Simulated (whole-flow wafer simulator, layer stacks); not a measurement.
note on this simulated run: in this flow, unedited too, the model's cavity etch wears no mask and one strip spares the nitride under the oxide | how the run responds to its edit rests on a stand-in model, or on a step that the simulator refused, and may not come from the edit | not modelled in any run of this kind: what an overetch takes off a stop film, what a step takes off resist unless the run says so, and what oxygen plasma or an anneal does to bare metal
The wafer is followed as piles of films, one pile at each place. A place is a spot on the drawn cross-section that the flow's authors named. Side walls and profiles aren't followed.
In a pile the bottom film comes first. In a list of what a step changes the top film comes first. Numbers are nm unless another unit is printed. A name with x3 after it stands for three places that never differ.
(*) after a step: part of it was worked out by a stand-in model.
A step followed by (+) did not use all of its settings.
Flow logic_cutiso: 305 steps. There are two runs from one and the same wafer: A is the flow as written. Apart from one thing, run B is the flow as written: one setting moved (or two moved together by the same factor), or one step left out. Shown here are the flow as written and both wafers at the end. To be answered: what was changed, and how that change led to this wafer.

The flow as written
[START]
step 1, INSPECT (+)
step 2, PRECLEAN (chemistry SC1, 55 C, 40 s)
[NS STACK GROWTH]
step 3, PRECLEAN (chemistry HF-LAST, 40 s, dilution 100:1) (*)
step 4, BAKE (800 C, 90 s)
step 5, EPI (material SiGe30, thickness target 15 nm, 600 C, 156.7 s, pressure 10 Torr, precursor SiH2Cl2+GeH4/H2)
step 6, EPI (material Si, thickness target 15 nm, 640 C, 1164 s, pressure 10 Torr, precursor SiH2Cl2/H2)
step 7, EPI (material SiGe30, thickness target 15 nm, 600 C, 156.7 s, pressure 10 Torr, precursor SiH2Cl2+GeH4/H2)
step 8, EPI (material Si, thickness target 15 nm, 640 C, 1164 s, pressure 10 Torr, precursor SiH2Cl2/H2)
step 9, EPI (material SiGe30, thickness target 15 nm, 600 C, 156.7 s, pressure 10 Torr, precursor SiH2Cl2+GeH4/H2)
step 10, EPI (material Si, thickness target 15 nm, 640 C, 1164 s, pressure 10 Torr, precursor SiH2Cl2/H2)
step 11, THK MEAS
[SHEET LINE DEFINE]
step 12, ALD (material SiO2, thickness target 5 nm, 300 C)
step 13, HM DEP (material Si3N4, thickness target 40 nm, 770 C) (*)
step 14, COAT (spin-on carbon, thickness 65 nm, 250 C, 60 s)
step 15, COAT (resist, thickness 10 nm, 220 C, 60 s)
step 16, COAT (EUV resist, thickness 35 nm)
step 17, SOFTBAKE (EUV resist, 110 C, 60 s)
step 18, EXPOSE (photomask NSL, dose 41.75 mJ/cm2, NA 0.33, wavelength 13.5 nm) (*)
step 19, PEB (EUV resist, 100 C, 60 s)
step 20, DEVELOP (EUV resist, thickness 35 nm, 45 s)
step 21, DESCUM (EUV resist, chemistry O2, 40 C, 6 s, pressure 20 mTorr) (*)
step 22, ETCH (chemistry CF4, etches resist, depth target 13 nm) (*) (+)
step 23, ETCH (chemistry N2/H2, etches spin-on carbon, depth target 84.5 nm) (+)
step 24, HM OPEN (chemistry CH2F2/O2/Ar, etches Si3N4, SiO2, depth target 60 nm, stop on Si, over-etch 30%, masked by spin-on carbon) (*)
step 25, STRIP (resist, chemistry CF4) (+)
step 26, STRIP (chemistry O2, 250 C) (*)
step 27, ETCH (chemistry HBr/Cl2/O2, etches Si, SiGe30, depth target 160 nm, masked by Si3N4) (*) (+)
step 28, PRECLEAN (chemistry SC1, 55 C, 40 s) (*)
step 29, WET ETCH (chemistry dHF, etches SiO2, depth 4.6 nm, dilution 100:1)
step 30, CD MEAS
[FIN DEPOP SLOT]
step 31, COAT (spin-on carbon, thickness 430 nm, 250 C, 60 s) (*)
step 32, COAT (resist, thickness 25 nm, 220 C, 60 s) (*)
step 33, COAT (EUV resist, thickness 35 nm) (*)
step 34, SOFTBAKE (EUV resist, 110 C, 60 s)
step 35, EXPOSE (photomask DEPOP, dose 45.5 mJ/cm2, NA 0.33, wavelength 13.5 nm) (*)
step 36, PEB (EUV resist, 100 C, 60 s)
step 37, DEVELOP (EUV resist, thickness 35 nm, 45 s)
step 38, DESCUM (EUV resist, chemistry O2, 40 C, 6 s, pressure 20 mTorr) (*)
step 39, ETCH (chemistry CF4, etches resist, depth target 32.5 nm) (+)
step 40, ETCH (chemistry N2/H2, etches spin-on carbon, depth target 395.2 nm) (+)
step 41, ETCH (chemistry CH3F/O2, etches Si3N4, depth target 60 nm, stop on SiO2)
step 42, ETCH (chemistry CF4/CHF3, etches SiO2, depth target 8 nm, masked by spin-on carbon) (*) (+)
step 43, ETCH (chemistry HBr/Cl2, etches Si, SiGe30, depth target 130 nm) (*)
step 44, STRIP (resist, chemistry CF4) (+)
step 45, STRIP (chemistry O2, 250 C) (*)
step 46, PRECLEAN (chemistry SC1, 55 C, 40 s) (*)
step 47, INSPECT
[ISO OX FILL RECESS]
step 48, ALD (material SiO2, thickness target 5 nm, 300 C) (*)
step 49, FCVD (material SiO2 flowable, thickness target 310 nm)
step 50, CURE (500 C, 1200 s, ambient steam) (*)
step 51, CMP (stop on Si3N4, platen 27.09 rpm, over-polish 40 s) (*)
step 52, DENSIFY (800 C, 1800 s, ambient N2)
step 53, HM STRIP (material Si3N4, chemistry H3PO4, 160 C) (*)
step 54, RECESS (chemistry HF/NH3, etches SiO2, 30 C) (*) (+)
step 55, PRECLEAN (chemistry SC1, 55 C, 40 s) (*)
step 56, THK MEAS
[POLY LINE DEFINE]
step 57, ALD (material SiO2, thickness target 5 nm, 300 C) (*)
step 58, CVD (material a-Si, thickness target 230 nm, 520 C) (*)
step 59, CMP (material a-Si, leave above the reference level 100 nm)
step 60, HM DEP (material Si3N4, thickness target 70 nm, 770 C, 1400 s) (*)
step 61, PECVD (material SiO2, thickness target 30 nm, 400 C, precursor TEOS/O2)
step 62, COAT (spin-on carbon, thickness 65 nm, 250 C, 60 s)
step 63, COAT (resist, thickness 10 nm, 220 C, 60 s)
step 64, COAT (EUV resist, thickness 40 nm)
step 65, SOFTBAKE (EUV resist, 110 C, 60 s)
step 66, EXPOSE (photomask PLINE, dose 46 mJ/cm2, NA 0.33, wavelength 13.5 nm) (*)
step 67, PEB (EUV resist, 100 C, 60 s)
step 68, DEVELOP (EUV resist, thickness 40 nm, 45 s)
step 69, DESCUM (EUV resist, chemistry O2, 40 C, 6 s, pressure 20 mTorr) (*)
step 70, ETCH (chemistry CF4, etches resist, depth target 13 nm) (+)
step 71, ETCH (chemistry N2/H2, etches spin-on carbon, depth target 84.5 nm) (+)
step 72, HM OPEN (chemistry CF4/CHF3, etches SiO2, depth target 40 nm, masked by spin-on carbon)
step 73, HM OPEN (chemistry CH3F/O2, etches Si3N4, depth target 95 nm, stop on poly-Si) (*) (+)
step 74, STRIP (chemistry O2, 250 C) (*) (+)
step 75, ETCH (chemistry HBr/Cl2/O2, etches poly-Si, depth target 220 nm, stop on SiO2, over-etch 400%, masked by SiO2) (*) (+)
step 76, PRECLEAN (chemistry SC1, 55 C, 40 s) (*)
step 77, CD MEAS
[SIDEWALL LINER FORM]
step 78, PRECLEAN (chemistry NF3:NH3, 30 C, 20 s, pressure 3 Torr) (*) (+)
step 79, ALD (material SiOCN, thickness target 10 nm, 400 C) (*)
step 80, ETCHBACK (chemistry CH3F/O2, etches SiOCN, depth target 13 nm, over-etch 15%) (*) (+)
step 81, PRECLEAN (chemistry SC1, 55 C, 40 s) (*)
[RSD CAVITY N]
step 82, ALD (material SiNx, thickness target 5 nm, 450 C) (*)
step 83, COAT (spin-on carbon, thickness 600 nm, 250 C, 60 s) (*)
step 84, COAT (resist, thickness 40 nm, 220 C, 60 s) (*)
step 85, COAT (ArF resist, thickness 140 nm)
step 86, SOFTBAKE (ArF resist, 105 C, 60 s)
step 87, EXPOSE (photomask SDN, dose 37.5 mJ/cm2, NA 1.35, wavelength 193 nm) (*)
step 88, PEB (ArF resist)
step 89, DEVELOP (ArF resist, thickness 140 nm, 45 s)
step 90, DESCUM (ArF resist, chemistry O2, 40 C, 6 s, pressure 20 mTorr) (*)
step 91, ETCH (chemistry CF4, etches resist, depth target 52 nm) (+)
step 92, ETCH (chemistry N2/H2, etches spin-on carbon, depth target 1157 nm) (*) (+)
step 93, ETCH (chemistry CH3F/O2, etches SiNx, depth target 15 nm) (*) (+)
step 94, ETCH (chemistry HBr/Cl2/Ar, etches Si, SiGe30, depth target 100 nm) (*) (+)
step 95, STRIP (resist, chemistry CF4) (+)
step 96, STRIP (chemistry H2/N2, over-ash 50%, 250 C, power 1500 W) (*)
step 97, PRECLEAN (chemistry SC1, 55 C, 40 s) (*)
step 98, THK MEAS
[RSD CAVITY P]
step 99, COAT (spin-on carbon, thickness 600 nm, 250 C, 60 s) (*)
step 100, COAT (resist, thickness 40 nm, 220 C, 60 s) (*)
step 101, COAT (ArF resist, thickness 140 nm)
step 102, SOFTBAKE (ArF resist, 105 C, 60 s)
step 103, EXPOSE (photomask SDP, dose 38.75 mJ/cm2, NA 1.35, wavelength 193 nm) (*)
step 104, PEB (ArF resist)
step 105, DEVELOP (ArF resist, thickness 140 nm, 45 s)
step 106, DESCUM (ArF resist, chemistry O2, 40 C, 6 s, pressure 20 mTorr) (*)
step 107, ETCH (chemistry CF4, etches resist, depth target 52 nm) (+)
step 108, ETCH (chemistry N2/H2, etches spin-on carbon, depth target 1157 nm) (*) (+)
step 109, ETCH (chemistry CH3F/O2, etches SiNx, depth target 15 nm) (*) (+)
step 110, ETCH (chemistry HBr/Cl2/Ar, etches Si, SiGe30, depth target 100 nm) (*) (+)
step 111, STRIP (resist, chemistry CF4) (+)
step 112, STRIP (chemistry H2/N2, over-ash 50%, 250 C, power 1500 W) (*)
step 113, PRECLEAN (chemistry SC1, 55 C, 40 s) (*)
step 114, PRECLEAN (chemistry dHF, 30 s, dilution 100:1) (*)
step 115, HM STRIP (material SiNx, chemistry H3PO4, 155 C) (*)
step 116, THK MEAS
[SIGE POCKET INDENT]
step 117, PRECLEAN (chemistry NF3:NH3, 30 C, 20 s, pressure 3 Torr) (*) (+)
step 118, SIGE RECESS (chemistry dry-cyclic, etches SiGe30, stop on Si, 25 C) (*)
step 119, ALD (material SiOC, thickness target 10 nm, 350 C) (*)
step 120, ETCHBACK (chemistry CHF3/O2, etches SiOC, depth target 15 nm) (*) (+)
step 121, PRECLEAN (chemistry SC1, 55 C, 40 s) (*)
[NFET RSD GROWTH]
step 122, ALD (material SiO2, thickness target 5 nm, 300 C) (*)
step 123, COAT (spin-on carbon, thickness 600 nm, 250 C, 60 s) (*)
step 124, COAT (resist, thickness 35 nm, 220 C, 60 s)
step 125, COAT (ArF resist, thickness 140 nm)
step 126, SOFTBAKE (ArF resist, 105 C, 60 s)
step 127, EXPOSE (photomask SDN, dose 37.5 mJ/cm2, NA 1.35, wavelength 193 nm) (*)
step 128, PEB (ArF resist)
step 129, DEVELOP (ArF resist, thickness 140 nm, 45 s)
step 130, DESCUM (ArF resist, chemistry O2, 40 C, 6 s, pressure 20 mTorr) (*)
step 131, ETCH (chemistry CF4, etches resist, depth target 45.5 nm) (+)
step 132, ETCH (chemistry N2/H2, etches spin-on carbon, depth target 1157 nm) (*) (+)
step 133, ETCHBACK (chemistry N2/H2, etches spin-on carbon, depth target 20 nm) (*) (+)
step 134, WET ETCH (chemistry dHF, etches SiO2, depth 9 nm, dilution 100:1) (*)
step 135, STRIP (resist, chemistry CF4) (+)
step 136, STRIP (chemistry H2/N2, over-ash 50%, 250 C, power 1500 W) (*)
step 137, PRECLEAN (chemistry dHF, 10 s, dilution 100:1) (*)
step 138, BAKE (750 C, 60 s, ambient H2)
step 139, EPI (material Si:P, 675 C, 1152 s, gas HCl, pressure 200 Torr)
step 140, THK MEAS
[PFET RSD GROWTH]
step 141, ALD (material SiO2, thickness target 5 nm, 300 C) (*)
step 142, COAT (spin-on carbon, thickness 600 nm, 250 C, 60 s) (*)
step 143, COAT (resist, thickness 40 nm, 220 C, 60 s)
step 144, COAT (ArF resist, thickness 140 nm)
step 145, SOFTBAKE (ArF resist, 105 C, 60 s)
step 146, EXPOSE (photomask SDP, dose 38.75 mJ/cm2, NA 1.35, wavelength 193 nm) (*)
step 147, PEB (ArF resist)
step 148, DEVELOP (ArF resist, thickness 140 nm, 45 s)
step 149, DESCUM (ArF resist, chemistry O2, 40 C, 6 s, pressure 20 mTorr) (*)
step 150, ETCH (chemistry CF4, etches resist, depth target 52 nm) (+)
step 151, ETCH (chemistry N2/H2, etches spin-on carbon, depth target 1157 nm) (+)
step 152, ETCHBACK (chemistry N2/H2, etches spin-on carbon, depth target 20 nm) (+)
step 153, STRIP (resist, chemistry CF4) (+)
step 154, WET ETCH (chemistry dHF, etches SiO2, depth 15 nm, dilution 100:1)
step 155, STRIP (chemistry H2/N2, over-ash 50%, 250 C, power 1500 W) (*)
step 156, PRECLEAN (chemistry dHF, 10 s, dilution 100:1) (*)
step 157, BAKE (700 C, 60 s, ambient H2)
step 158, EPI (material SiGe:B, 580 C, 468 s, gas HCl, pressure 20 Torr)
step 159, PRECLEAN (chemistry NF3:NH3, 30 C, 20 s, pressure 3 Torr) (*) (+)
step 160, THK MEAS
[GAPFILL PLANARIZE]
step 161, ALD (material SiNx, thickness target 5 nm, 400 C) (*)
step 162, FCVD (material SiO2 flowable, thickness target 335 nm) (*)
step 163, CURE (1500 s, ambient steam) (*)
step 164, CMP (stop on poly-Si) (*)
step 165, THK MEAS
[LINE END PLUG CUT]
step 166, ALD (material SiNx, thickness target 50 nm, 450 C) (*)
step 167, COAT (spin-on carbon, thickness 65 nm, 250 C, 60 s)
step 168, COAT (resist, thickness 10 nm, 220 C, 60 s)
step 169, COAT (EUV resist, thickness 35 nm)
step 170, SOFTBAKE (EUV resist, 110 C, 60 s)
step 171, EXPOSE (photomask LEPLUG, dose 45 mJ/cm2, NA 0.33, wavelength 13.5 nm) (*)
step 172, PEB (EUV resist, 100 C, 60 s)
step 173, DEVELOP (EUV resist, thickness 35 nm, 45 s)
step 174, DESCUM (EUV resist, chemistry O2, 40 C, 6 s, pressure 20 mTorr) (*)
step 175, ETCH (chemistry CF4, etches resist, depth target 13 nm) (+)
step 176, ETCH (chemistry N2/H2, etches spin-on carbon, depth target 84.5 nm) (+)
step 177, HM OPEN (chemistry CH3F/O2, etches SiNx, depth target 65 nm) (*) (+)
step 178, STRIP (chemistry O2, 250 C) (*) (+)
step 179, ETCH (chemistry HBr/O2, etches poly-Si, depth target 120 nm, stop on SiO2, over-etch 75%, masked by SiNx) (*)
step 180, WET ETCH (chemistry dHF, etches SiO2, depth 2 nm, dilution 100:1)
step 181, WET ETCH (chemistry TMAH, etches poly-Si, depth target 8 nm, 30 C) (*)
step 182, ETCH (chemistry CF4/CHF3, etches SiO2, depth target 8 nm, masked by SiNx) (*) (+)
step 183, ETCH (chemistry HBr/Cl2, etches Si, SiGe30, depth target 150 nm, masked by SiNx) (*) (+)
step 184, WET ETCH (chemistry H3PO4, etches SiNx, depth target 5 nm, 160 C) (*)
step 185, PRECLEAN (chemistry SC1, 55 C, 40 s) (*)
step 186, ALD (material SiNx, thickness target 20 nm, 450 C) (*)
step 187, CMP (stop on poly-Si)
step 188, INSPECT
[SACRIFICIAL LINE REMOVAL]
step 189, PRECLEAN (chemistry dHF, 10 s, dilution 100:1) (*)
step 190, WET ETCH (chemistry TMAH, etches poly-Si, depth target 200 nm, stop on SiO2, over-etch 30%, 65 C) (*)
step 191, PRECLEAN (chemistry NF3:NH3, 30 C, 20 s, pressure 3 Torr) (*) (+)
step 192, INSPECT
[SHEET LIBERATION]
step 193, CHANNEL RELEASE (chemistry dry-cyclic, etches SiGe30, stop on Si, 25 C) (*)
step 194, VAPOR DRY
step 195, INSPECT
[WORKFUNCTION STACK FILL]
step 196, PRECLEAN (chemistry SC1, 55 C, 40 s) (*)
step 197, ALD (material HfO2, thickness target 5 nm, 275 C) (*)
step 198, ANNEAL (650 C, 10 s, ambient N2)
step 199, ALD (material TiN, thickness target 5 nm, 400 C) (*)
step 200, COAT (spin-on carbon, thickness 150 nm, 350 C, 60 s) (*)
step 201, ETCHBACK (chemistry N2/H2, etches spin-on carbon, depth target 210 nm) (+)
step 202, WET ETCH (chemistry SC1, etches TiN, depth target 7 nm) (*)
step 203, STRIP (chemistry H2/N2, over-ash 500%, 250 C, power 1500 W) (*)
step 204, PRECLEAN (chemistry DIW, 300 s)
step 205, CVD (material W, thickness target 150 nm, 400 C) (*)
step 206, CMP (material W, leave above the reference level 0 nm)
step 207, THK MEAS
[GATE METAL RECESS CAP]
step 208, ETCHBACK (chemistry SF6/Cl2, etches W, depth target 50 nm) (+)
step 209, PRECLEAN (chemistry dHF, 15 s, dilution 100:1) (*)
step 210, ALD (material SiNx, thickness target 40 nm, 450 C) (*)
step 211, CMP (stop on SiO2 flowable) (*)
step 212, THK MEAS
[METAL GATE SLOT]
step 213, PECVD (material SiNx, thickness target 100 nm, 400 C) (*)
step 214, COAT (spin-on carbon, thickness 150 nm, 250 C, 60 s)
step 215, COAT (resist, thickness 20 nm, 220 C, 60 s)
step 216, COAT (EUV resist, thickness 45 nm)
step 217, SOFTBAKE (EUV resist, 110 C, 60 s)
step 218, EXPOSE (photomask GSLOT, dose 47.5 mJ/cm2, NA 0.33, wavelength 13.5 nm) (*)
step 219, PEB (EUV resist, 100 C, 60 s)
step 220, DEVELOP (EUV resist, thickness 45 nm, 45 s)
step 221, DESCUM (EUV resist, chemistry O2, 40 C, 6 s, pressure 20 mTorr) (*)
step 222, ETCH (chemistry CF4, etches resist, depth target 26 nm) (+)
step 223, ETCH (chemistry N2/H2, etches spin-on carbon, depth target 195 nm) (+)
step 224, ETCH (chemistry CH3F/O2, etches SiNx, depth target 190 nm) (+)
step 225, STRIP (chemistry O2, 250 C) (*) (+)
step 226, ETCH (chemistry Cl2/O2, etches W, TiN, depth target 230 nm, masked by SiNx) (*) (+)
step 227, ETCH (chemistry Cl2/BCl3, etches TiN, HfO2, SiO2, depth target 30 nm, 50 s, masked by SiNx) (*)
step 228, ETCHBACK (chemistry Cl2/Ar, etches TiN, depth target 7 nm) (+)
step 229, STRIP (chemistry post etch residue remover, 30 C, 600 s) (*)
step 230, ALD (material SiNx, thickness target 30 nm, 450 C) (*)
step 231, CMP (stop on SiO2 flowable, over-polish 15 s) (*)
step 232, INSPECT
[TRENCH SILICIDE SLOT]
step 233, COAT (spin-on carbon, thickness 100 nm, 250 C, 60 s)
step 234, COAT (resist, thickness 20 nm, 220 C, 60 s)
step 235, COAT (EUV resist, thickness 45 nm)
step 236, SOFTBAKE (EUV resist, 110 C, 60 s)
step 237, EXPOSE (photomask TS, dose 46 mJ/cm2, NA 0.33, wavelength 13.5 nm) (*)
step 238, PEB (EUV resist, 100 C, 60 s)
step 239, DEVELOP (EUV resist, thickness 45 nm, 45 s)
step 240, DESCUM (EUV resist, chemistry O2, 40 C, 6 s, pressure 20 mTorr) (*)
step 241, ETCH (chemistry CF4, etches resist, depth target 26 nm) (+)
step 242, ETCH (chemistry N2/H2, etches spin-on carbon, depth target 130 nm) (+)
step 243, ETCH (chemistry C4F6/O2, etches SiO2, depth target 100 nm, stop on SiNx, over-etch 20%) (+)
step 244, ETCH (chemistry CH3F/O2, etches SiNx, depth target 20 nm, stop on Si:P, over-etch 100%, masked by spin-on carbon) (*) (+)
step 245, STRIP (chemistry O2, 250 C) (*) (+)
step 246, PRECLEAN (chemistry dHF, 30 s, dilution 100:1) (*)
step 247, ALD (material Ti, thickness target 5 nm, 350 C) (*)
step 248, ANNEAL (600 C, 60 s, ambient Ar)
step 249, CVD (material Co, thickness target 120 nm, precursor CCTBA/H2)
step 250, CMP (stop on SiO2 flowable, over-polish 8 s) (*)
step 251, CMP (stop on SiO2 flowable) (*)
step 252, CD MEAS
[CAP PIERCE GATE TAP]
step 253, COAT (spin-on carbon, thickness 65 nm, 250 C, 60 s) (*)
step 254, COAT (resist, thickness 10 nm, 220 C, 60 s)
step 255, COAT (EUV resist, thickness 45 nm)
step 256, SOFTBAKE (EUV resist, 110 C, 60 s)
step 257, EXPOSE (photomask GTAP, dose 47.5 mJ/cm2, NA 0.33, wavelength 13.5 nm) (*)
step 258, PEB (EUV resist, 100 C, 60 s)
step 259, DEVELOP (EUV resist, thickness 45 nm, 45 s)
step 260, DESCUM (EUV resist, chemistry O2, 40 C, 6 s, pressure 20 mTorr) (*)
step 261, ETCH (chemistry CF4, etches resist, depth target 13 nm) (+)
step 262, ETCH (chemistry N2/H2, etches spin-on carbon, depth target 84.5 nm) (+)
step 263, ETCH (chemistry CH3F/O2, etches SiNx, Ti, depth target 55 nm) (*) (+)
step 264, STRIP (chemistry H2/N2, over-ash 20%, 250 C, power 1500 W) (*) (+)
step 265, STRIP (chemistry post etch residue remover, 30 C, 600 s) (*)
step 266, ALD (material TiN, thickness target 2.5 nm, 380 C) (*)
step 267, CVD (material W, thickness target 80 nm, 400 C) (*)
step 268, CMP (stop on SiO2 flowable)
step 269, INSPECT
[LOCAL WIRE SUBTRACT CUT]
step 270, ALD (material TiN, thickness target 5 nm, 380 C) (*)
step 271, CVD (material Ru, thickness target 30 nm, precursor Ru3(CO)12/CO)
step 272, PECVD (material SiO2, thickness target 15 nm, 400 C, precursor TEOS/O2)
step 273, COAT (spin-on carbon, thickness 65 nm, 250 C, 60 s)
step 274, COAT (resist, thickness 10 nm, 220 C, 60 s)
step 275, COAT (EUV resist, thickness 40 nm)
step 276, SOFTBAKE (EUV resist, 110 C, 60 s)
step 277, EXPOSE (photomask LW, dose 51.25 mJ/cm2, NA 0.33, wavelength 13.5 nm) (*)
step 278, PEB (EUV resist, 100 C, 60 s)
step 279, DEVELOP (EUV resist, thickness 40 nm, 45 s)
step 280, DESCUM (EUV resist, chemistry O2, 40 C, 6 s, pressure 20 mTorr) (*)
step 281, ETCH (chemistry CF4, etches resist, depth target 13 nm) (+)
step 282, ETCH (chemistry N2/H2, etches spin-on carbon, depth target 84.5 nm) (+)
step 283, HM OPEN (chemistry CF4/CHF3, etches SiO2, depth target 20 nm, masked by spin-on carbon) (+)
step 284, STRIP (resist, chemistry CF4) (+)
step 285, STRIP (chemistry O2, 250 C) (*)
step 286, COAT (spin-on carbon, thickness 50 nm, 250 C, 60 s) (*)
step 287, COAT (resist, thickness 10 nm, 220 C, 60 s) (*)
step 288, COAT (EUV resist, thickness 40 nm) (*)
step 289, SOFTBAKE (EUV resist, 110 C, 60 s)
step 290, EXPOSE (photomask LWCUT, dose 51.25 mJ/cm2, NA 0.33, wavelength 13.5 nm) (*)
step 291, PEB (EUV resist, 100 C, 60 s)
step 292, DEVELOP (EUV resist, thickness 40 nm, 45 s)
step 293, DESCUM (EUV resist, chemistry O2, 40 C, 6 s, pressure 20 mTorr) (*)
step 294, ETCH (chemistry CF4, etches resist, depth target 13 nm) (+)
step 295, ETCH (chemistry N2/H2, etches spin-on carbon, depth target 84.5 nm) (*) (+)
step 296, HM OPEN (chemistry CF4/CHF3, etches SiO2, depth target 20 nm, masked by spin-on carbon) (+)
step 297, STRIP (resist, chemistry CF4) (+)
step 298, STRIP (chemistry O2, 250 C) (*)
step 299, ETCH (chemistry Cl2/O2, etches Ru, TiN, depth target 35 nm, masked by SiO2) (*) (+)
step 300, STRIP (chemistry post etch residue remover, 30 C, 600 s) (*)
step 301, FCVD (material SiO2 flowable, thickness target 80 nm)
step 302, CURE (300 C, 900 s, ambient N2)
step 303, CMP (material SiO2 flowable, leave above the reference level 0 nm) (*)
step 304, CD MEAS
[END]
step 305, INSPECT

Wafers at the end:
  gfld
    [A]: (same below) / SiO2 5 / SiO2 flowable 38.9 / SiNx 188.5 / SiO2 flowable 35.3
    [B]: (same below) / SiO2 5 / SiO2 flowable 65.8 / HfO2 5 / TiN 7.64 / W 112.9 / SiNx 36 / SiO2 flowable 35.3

The reason: step 224, ETCH: depth target 114 nm was run, while the flow as written has depth target 190 nm.

The path from the change to this, step by step:
  step 224, ETCH (chemistry CH3F/O2, etches SiNx, depth target 190 nm) (+)
      gfld: A -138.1 SiNx (all of it), -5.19 W | B -114 SiNx
      depop, dpovl, gl and 18 more: A -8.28 resist (all of it), -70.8 spin-on carbon | B -8.28 resist (all of it), -34.6 spin-on carbon
  step 225, STRIP (chemistry O2, 250 C) (*) (+)
      gl, glp, gxf and 11 more: A -79.3 spin-on carbon (all of it) | B -115.4 spin-on carbon (all of it)
      depop, dpovl, isow, ns, nsgap, rsdn, rsdx: A -79.2 spin-on carbon (all of it) | B -115.4 spin-on carbon (all of it)
  step 226, ETCH (chemistry Cl2/O2, etches W, TiN, depth target 230 nm, masked by SiNx) (*) (+)
      depop, dpovl, gl and 18 more: A -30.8 SiNx | B nothing
      gfld: A -115.4 W (all of it), -7.64 TiN (all of it), -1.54 HfO2 | B nothing
  step 227, ETCH (chemistry Cl2/BCl3, etches TiN, HfO2, SiO2, depth target 30 nm, 50 s, masked by SiNx) (*)
      gfld: A -3.46 HfO2 (all of it), -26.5 SiO2 flowable | B -24.1 SiNx (all of it), -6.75 W
  step 228, ETCHBACK (chemistry Cl2/Ar, etches TiN, depth target 7 nm) (+)
      gfld: A -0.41 SiO2 flowable | B -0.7 W
  step 230, ALD (material SiNx, thickness target 30 nm, 450 C) (*)
      gfld: A +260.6 SiNx (new film) | B +138.9 SiNx (new film)
  step 231, CMP (stop on SiO2 flowable, over-polish 15 s) (*)
      depop, dpovl, gfld and 10 more: A -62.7 SiNx | B -93.5 SiNx
      lnr, lnri, lnrp, lnrt: A -61 SiNx (all of it), -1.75 SiOCN | B -91.7 SiNx (all of it), -1.75 SiOCN
      (also at 5 further places)
With metal films that touch counted as one body, gfld has 1 body; the flow as written gives 0 bodies.
